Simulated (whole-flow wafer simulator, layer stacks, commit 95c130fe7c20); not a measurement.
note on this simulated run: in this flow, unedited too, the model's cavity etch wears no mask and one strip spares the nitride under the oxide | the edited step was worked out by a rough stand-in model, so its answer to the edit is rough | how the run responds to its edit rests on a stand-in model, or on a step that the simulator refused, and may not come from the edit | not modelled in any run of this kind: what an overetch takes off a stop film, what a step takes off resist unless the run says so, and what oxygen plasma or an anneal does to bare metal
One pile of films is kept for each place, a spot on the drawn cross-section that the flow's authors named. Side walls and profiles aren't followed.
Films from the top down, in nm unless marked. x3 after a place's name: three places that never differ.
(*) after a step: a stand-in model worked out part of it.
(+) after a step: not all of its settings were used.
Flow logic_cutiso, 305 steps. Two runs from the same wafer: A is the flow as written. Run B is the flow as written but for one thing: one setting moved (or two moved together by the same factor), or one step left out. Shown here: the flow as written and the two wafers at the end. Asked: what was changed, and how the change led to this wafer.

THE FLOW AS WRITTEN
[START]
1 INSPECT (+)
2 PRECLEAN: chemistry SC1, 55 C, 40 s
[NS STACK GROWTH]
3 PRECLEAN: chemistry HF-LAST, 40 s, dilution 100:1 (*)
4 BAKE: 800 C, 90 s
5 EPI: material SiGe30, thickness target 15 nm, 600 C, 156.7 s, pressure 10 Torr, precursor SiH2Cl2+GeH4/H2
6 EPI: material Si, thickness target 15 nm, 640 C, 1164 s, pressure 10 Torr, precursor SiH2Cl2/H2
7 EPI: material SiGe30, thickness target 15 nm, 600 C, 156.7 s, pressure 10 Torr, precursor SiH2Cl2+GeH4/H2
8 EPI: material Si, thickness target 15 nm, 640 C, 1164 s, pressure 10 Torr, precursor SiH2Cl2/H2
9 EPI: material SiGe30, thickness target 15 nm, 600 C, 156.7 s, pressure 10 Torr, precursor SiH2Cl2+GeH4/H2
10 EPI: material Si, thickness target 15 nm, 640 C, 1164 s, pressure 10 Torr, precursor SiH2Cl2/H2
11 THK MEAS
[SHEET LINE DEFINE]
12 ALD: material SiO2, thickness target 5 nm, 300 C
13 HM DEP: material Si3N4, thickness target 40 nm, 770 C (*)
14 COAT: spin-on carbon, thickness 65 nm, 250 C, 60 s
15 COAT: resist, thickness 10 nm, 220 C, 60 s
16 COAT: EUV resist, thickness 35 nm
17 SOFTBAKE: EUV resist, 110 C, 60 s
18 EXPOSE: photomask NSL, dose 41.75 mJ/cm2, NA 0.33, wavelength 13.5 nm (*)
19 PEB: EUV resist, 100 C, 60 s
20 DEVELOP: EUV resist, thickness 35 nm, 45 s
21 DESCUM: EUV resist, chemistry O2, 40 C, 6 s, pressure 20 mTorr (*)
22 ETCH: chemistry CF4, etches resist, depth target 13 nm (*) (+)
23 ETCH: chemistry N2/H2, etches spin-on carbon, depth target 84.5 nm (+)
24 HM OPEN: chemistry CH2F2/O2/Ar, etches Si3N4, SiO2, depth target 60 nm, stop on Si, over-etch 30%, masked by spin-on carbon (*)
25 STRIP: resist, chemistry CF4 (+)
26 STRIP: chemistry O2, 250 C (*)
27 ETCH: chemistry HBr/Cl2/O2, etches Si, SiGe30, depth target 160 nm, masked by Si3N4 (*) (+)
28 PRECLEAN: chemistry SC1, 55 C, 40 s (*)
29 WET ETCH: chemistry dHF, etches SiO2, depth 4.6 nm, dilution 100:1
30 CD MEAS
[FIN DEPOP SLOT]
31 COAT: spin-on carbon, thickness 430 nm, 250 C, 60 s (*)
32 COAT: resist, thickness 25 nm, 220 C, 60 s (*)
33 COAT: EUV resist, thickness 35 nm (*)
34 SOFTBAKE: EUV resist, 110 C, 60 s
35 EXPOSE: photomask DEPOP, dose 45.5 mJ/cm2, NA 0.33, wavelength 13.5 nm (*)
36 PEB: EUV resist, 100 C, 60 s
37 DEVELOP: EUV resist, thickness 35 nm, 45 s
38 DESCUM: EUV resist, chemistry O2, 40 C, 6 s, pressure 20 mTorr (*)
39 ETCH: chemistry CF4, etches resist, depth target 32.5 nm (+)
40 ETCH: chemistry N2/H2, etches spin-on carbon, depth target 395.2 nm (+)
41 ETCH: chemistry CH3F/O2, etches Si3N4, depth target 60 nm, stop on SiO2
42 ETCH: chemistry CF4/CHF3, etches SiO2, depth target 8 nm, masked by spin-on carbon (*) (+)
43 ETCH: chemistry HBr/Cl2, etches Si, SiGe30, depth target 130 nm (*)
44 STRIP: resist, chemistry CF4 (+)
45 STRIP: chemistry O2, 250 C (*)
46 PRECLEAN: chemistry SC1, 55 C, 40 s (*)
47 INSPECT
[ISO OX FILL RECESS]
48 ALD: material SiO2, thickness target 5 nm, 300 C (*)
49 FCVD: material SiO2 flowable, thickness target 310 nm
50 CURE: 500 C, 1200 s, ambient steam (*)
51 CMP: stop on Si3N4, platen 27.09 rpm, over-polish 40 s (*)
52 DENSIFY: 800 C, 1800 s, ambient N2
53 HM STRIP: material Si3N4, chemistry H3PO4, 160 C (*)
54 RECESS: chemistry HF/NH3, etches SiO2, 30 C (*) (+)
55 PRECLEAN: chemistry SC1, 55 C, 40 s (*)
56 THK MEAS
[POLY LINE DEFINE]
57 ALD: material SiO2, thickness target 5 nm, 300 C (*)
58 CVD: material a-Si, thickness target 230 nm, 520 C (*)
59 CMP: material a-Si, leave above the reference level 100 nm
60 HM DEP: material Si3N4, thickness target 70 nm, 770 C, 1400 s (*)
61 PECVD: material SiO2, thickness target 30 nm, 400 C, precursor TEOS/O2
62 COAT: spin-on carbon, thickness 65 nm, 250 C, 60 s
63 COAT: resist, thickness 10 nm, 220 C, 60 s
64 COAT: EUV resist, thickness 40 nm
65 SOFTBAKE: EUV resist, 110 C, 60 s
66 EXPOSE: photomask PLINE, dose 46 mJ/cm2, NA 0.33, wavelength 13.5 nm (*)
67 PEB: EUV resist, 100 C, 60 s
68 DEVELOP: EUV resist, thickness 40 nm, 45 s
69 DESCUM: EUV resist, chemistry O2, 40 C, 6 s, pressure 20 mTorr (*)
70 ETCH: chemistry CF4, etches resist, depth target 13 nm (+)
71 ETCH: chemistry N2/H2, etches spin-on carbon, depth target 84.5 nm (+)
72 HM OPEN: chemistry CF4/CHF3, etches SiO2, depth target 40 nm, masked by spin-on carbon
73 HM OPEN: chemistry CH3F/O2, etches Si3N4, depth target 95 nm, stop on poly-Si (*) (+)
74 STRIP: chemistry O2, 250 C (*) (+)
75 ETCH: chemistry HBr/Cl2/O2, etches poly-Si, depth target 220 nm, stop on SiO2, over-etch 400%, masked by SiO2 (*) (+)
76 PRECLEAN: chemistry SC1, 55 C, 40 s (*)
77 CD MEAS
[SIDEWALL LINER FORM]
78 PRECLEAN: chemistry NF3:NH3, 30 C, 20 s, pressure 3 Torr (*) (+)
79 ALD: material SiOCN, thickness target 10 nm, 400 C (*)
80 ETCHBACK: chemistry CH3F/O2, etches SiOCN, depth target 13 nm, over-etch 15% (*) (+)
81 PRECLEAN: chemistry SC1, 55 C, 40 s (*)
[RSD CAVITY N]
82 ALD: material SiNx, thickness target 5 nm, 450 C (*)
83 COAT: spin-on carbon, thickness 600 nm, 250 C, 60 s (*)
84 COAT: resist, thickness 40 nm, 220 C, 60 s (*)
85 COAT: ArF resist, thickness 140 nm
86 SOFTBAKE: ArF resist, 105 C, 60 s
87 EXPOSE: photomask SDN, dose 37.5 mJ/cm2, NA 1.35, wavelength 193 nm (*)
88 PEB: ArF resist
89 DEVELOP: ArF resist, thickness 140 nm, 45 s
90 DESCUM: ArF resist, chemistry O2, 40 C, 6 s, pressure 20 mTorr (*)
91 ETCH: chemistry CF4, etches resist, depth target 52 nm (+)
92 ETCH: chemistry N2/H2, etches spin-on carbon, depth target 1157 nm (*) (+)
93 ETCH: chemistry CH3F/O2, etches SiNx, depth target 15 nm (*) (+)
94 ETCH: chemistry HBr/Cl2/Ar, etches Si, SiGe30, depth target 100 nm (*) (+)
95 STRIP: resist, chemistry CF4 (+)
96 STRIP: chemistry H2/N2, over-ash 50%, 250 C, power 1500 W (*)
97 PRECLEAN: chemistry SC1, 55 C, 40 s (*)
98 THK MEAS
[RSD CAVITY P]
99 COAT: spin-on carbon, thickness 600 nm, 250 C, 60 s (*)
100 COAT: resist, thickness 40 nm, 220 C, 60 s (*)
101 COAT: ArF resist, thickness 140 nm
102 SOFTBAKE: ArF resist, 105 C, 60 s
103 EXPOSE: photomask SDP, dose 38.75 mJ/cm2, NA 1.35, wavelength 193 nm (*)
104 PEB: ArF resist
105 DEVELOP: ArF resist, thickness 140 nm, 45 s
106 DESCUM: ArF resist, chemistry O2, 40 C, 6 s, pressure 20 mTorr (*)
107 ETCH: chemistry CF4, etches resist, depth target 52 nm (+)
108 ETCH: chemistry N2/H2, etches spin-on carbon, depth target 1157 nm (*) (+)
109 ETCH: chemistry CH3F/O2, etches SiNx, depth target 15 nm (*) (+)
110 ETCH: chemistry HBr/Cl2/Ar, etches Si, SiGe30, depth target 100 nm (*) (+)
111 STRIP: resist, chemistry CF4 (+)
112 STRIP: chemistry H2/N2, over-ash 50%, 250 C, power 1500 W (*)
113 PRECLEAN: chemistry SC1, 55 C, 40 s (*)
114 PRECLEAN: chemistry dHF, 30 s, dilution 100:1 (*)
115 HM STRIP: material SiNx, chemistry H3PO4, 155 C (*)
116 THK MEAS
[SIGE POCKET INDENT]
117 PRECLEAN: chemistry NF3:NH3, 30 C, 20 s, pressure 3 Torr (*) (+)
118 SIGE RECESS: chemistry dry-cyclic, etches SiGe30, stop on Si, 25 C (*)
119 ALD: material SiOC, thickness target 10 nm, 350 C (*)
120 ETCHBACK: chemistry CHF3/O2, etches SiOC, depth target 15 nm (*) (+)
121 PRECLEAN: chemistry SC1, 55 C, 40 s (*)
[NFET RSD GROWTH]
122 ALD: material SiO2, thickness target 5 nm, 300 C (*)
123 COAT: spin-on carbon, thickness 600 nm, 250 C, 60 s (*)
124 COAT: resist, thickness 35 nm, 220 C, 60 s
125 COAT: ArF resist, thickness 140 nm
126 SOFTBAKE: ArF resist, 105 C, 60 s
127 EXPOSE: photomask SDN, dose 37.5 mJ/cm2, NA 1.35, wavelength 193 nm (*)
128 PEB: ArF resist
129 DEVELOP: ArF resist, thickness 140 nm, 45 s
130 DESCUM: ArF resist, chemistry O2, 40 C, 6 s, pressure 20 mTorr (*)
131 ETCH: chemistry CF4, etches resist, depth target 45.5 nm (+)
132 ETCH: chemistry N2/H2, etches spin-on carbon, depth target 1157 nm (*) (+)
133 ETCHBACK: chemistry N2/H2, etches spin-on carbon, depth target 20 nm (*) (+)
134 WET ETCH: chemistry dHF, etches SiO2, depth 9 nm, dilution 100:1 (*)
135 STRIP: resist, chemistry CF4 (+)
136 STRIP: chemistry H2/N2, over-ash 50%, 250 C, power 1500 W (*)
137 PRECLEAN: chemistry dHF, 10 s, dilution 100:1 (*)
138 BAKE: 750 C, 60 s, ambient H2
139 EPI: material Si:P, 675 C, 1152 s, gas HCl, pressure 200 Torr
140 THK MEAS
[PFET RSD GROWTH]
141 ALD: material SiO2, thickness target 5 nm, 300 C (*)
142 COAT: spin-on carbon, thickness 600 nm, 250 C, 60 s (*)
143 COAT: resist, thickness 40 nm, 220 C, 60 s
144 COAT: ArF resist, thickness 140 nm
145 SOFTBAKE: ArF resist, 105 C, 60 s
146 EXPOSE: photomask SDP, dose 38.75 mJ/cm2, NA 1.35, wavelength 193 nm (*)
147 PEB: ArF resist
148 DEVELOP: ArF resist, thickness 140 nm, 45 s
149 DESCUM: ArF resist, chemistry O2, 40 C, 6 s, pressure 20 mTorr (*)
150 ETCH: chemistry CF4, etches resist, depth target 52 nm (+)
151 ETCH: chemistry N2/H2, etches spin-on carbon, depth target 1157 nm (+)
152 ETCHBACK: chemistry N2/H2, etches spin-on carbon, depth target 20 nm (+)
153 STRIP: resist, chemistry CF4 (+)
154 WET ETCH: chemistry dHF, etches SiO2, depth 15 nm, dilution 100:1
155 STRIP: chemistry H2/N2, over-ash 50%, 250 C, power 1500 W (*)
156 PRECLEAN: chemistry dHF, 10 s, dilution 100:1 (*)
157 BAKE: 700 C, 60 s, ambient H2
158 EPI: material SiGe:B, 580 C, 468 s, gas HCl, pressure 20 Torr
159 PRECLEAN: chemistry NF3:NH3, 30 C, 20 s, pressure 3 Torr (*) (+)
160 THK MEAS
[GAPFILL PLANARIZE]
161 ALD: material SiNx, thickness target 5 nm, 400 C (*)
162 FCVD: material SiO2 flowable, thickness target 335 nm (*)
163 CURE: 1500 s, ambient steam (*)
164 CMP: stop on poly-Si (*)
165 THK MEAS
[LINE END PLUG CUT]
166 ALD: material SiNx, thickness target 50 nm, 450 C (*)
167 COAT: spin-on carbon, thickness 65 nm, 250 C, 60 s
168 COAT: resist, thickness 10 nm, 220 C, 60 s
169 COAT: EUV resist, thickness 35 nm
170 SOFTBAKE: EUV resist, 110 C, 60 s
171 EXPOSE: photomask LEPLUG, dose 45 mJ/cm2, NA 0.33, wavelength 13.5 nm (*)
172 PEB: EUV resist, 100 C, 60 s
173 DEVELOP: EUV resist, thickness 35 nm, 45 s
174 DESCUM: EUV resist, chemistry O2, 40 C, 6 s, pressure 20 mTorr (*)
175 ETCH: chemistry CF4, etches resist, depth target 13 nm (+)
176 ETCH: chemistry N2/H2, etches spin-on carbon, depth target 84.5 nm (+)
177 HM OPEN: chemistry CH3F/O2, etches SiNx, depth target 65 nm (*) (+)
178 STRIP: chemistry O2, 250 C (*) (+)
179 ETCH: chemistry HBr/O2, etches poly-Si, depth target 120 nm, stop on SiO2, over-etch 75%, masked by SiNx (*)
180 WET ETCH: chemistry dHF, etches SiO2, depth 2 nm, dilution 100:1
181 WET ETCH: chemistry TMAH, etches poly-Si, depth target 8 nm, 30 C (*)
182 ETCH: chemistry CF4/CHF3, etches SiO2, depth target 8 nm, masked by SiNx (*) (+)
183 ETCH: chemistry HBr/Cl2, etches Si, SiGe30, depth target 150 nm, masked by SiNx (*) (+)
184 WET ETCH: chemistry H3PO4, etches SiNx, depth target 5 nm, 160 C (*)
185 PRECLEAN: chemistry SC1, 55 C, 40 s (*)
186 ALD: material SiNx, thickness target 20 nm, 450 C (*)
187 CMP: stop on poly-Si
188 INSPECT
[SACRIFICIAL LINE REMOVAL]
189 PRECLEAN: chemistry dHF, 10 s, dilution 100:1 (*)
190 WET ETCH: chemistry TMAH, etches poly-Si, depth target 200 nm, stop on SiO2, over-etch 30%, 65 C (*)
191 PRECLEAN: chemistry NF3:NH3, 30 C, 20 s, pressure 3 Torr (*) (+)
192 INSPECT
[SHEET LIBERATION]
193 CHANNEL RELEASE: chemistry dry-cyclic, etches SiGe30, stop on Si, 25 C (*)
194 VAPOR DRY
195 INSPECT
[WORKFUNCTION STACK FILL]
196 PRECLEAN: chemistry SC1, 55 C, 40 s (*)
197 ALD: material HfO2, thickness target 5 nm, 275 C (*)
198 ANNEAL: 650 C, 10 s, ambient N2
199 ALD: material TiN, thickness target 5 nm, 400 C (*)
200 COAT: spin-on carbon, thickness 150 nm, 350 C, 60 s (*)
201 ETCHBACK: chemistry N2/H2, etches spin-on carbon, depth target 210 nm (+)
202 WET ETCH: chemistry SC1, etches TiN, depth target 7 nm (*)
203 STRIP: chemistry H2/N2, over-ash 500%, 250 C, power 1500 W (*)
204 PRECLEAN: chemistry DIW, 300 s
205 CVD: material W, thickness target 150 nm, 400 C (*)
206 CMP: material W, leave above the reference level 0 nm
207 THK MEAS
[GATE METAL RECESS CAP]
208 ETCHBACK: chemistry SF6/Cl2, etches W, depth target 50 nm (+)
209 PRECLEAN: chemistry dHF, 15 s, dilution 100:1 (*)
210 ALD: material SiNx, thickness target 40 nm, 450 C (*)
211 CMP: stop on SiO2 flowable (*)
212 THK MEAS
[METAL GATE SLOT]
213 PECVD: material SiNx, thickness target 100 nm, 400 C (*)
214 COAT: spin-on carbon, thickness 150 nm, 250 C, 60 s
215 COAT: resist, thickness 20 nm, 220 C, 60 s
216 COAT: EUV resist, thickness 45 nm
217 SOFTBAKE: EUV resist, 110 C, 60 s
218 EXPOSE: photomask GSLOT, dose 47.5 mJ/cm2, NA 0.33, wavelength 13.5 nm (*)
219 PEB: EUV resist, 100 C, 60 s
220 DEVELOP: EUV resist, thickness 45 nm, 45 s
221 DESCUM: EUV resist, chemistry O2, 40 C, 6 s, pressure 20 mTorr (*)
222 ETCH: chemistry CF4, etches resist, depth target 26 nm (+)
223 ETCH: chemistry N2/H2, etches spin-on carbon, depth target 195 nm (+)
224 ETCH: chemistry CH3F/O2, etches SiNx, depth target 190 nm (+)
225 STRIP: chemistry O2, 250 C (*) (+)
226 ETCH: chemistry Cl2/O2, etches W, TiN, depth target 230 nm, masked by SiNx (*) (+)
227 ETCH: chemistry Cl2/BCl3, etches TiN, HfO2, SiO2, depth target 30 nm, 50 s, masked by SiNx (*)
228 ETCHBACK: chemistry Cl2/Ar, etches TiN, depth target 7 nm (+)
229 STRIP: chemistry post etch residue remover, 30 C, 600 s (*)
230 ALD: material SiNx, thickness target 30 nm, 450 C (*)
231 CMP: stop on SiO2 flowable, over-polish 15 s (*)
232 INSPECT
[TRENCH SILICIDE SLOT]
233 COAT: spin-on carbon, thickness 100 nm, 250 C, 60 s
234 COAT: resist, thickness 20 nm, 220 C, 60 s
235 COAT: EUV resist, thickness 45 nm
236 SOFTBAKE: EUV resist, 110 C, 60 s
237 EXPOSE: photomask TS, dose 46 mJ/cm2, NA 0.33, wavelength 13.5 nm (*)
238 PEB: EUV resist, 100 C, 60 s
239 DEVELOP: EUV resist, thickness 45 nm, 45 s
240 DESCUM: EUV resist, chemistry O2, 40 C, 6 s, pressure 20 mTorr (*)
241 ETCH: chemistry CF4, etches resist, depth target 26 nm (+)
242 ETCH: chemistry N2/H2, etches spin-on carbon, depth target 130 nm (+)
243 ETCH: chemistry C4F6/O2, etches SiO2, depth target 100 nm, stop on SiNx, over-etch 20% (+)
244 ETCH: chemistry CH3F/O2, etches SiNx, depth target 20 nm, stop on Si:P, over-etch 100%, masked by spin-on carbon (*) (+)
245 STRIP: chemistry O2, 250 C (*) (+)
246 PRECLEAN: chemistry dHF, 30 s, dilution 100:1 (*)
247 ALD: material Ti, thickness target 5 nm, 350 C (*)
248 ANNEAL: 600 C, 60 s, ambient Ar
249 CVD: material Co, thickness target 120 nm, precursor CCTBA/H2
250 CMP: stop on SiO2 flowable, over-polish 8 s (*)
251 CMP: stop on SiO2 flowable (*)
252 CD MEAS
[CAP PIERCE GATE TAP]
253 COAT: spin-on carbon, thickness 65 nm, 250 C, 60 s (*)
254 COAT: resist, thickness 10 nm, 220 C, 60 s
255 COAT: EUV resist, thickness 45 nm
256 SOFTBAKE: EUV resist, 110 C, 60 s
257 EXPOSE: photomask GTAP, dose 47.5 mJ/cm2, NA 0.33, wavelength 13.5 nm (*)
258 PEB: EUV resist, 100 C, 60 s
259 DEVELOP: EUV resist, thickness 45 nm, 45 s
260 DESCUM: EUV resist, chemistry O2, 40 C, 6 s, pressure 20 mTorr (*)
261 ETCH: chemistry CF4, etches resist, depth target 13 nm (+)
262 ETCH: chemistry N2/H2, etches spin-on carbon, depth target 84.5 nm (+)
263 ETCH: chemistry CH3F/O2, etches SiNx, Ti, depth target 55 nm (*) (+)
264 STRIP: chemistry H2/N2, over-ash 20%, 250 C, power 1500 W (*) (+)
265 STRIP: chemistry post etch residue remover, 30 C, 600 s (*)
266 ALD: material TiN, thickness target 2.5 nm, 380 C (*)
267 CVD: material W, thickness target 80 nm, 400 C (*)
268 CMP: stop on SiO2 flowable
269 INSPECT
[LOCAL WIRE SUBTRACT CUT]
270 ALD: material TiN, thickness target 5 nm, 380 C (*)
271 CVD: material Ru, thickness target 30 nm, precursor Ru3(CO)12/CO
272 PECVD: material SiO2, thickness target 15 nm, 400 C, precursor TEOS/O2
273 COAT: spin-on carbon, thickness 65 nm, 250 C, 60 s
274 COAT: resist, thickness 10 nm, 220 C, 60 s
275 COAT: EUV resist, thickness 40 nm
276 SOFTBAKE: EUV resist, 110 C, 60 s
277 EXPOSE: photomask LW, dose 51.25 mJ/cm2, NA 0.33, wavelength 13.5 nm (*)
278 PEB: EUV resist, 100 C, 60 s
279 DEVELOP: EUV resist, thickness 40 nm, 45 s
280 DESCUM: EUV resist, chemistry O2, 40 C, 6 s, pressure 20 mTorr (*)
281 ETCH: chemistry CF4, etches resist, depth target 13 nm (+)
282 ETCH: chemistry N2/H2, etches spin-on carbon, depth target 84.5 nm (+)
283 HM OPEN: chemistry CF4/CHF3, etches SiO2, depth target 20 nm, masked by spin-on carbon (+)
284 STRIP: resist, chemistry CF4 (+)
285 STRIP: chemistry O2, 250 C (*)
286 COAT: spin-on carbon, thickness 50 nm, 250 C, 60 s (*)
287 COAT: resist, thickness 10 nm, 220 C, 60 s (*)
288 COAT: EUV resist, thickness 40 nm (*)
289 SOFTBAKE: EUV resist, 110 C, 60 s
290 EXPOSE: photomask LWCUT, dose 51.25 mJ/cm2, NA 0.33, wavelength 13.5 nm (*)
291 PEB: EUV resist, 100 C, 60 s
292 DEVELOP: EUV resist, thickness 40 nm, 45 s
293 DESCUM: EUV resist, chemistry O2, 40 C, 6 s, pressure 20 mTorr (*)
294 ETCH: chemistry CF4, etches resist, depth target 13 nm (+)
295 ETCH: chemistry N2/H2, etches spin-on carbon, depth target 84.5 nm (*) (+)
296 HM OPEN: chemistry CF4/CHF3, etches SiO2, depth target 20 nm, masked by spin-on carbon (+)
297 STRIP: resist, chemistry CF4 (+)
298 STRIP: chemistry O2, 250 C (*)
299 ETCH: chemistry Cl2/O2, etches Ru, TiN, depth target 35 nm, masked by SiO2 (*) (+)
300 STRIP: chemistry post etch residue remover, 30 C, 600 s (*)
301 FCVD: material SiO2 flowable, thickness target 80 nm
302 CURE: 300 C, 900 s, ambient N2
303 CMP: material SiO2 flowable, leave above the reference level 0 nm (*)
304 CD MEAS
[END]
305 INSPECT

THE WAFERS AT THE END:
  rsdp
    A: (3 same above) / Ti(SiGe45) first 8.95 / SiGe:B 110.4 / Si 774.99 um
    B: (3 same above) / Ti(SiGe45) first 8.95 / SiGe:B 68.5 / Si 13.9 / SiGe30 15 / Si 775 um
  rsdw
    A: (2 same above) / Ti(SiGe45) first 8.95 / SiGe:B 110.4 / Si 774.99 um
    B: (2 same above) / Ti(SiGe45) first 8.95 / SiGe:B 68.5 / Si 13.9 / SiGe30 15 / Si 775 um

The cause: step 110, ETCH: depth target 42.5 nm was run, where the flow has depth target 100 nm.

How the change led to this, step by step:
  110 ETCH: chemistry HBr/Cl2/Ar, etches Si, SiGe30, depth target 100 nm (*) (+)
      rsdp, rsdw: A chemical SiO2 -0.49 (all of it), Si -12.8 (all of it), SiGe30 -15 (all of it), Si -15 (all of it), SiGe30 -15 (all of it), Si -15 (all of it), SiGe30 -15 (all of it), Si -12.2 | B chemical SiO2 -0.49 (all of it), Si -12.8 (all of it), SiGe30 -15 (all of it), Si -14.7
  115 HM STRIP: material SiNx, chemistry H3PO4, 155 C (*)
      rsdp, rsdw: A chemical SiO2 +0.5 (new film), Si -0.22 | B chemical SiO2 +0.5 (new film), SiGe30 -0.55
  118 SIGE RECESS: chemistry dry-cyclic, etches SiGe30, stop on Si, 25 C (*)
      rsdp, rsdw: A nothing | B SiGe30 -14.5 (all of it)
  120 ETCHBACK: chemistry CHF3/O2, etches SiOC, depth target 15 nm (*) (+)
      rsdp, rsdw: A SiOC -10 (all of it) | B SiOC -10 (all of it), Si -0.81
  123 COAT: spin-on carbon, thickness 600 nm, 250 C, 60 s (*)
      rsdp, rsdw: A spin-on carbon +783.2 (new film) | B spin-on carbon +746.5 (new film)
  136 STRIP: chemistry H2/N2, over-ash 50%, 250 C, power 1500 W (*)
      rsdp, rsdw: A spin-on carbon -783.2 (all of it) | B spin-on carbon -746.5 (all of it)
  142 COAT: spin-on carbon, thickness 600 nm, 250 C, 60 s (*)
      rsdp: A spin-on carbon +806.8 (new film) | B spin-on carbon +769.2 (new film)
      rsdw: A spin-on carbon +806.7 (new film) | B spin-on carbon +769.2 (new film)
  151 ETCH: chemistry N2/H2, etches spin-on carbon, depth target 1157 nm (+)
      rsdp, rsdw: A spin-on carbon -800.8 (all of it) | B spin-on carbon -763.2 (all of it), SiO2 -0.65
  154 WET ETCH: chemistry dHF, etches SiO2, depth 15 nm, dilution 100:1
      rsdp: A SiO2 -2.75 (all of it), chemical SiO2 -0.49 (all of it) | B SiO2 -1.72 (all of it), chemical SiO2 -0.49 (all of it)
      rsdw: A SiO2 -2.25 (all of it), chemical SiO2 -0.49 (all of it) | B SiO2 -1.14 (all of it), chemical SiO2 -0.49 (all of it)
  158 EPI: material SiGe:B, 580 C, 468 s, gas HCl, pressure 20 Torr
      rsdp, rsdw: A SiGe:B +116.8 (new film) | B SiGe:B +75 (new film)
